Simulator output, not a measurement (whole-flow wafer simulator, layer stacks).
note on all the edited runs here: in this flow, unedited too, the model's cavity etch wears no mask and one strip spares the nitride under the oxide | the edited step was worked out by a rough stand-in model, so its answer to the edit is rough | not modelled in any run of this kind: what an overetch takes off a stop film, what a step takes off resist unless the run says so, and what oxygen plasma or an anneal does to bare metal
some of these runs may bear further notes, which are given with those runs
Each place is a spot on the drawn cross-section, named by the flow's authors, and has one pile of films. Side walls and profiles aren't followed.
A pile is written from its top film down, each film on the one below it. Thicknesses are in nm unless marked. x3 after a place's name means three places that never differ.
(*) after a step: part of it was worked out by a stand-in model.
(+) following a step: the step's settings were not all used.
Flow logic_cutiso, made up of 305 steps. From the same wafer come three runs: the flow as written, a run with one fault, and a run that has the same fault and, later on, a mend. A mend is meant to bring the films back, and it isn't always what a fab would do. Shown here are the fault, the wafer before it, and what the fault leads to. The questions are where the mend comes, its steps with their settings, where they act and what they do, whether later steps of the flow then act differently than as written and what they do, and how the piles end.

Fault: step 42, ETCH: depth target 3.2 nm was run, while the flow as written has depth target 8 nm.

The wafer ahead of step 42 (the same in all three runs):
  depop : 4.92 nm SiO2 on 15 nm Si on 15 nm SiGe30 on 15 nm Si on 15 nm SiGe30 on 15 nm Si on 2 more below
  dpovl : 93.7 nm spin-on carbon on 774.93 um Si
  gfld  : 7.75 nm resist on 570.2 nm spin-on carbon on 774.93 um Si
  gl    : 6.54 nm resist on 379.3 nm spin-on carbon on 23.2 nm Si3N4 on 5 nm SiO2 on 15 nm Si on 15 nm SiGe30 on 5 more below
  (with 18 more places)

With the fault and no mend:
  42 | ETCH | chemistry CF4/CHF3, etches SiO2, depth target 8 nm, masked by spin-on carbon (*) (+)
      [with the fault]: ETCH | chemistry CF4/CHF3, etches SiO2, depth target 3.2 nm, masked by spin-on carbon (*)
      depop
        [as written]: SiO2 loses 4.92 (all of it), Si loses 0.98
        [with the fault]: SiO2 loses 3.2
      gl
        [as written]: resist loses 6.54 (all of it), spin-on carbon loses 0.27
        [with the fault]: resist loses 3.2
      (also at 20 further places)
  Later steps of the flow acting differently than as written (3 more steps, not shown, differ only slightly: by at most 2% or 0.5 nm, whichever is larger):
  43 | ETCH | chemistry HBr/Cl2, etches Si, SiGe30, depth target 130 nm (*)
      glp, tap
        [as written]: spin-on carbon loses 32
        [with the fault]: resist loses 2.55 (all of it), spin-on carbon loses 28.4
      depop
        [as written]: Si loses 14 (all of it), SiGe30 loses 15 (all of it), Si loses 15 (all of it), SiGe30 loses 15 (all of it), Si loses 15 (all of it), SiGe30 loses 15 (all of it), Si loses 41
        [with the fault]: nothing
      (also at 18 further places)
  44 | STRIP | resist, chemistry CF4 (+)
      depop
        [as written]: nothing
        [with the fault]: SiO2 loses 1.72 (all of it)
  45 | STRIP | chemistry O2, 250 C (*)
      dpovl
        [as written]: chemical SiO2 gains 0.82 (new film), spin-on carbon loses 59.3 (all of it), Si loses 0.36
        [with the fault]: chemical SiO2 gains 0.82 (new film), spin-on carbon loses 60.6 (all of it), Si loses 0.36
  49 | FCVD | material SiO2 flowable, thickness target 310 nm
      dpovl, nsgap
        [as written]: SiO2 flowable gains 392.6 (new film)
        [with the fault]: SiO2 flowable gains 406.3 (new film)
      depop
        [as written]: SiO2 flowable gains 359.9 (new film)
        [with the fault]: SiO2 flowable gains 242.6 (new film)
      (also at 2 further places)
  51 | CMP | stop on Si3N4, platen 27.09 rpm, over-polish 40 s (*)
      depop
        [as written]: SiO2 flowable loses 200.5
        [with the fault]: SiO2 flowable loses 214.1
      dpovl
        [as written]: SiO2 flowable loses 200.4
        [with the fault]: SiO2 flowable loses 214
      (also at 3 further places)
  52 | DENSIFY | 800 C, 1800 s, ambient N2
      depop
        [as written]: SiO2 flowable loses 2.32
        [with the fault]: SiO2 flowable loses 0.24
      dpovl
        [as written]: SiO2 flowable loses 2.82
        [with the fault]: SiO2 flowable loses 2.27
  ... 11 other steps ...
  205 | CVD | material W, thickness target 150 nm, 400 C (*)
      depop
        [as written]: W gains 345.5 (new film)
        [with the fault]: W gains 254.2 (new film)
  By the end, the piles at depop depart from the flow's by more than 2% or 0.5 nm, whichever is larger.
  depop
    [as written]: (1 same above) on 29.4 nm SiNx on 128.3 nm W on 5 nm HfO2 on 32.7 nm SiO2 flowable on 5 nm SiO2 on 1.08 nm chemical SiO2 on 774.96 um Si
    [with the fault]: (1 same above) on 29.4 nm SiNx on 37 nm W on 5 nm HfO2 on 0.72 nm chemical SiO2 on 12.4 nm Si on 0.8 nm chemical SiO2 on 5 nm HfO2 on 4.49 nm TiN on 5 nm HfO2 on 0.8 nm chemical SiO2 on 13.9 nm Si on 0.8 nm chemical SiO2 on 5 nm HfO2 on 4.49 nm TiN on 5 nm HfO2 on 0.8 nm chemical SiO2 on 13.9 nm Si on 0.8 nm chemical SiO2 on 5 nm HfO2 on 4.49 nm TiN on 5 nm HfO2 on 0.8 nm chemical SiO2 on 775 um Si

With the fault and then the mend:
  The mend stands after step 42.
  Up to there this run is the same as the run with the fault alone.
  42a | ETCH | chemistry CF4/CHF3, etches SiO2, depth target 4.8 nm, masked by spin-on carbon (*) (+) (the flow's step 42 again, with other settings)
      gfld, gxf, gxn, gxp, isow, lnri, rsdn, rsdw
        resist loses 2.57
      gl, iso, lnr, ns, nsgap, rsdx
        resist loses 2.58
      glp, tap
        resist loses 2.55 (all of it)
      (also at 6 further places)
  Later steps of the flow acting differently than as written (6 more steps, not shown, differ only slightly: by at most 2% or 0.5 nm, whichever is larger):
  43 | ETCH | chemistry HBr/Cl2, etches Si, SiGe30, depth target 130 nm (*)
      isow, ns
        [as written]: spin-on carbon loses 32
        [with the mend]: resist loses 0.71 (all of it), spin-on carbon loses 31
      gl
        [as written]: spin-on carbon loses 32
        [with the mend]: resist loses 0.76 (all of it), spin-on carbon loses 30.9
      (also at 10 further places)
  The piles end only slightly different from the flow's at the places that both follow, by no more than 2% or 0.5 nm, whichever is larger.
